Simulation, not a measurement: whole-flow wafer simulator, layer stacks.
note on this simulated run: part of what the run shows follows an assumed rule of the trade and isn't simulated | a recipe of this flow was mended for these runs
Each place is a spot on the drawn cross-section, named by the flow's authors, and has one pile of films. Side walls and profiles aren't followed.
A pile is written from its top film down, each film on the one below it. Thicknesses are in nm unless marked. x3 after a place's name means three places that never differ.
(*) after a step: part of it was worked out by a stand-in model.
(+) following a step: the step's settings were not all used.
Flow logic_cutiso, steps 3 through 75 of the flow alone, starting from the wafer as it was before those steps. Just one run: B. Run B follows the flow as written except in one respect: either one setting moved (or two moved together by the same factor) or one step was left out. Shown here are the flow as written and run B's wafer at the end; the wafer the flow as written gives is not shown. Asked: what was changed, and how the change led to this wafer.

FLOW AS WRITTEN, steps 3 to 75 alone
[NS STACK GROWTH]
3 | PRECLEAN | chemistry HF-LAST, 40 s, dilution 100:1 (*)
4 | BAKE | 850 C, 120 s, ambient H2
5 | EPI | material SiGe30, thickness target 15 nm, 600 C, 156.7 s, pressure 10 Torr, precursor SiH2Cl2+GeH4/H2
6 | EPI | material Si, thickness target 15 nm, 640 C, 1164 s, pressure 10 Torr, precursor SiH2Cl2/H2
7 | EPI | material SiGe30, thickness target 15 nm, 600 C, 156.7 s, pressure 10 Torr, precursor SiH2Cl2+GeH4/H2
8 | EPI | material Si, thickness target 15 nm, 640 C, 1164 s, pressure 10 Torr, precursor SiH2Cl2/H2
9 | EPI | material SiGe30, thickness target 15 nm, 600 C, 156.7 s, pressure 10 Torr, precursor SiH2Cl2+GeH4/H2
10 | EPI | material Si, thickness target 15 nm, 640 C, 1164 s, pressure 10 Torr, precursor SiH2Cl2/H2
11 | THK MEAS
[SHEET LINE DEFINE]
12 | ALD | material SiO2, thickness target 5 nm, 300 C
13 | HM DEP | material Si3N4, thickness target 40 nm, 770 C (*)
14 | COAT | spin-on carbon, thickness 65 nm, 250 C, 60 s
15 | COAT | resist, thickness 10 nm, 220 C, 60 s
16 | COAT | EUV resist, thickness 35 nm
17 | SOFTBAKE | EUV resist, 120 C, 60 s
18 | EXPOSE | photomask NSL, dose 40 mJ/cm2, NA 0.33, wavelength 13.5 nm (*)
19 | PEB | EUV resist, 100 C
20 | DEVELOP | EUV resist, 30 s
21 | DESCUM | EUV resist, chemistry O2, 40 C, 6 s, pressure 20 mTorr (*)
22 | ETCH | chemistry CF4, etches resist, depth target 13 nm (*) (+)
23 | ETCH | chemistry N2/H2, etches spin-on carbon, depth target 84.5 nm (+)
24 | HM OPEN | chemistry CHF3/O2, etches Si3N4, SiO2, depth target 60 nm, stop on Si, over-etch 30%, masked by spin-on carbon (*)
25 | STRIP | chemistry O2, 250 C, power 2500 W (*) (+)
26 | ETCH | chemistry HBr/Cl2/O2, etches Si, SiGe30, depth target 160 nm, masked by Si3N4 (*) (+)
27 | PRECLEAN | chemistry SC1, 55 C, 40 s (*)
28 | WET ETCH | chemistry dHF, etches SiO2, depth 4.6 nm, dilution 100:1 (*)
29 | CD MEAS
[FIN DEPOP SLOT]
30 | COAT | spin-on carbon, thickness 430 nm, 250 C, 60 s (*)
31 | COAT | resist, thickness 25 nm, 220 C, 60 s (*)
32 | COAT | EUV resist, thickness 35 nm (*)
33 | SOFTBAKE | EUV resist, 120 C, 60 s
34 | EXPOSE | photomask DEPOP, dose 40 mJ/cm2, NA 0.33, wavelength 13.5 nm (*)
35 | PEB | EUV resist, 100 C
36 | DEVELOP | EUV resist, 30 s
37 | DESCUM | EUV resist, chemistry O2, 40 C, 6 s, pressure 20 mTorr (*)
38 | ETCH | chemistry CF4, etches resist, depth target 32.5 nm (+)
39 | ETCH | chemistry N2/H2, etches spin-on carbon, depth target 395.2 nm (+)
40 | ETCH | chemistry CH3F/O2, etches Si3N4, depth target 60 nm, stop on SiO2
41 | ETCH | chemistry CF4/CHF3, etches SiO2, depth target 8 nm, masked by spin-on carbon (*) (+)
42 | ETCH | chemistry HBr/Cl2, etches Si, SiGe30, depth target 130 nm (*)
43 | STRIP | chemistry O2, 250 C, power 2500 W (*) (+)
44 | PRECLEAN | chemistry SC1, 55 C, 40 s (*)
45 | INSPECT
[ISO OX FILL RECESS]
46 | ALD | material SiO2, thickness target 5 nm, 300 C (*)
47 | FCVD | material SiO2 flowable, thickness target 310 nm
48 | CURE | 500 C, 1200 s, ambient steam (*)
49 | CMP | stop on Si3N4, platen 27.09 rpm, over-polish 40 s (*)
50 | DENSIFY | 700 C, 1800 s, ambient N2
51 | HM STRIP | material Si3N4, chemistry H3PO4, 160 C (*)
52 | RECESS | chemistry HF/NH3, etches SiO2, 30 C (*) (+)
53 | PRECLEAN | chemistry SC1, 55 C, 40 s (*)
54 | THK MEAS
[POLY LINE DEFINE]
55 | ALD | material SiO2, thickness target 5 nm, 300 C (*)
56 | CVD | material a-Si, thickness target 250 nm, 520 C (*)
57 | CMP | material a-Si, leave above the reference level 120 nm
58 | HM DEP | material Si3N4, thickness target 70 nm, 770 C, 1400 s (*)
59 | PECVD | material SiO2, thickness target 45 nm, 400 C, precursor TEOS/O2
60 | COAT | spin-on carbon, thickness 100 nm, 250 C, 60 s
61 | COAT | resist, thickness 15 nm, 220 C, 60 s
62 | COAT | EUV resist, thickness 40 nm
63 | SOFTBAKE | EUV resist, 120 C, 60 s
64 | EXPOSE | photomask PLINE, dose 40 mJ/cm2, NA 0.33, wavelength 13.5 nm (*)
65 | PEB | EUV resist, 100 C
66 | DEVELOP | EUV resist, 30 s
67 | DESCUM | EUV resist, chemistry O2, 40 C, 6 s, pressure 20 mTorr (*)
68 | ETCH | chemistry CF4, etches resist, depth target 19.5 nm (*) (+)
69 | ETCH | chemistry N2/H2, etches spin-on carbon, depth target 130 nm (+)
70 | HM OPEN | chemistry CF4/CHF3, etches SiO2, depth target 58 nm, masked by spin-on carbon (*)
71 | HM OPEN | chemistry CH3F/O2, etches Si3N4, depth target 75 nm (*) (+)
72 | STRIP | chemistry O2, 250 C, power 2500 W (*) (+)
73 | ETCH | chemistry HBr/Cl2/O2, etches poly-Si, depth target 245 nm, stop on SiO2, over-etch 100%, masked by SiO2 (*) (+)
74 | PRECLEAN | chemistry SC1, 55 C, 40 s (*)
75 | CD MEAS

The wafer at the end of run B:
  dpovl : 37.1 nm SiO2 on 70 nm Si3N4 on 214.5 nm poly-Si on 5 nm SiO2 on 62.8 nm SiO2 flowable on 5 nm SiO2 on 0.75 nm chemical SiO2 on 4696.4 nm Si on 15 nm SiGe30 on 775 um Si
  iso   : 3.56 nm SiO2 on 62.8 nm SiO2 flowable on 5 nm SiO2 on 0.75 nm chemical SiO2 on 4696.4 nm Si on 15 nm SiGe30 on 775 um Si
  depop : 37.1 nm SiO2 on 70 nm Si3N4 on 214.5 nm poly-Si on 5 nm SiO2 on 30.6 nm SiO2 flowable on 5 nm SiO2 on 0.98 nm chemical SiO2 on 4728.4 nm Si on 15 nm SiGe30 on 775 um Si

What caused this: step 6, EPI: 1024 C was run, while the flow as written has 640 C.

How this came from the change, step by step:
  6 | EPI | material Si, thickness target 15 nm, 640 C, 1164 s, pressure 10 Torr, precursor SiH2Cl2/H2
      depop, dpovl, gfld and 19 more: Si gains 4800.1 (new film) (it would be, as written: Si gains 15 (new film))
  26 | ETCH | chemistry HBr/Cl2/O2, etches Si, SiGe30, depth target 160 nm, masked by Si3N4 (*) (+)
      dpovl, gfld, gxf, iso, isow, lnri, nsgap: chemical SiO2 loses 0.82 (all of it), Si loses 12 (all of it), SiGe30 loses 15 (all of it), Si loses 15 (all of it), SiGe30 loses 15 (all of it), Si loses 103 (it would be, as written: chemical SiO2 loses 0.82 (all of it), Si loses 12 (all of it), SiGe30 loses 15 (all of it), Si loses 15 (all of it), SiGe30 loses 15 (all of it), Si loses 15 (all of it), SiGe30 loses 15 (all of it), Si loses 73)
  42 | ETCH | chemistry HBr/Cl2, etches Si, SiGe30, depth target 130 nm (*)
      depop: Si loses 13.8 (all of it), SiGe30 loses 15 (all of it), Si loses 15 (all of it), SiGe30 loses 15 (all of it), Si loses 71.2 (it would be, as written: Si loses 13.8 (all of it), SiGe30 loses 15 (all of it), Si loses 15 (all of it), SiGe30 loses 15 (all of it), Si loses 15 (all of it), SiGe30 loses 15 (all of it), Si loses 41.2)
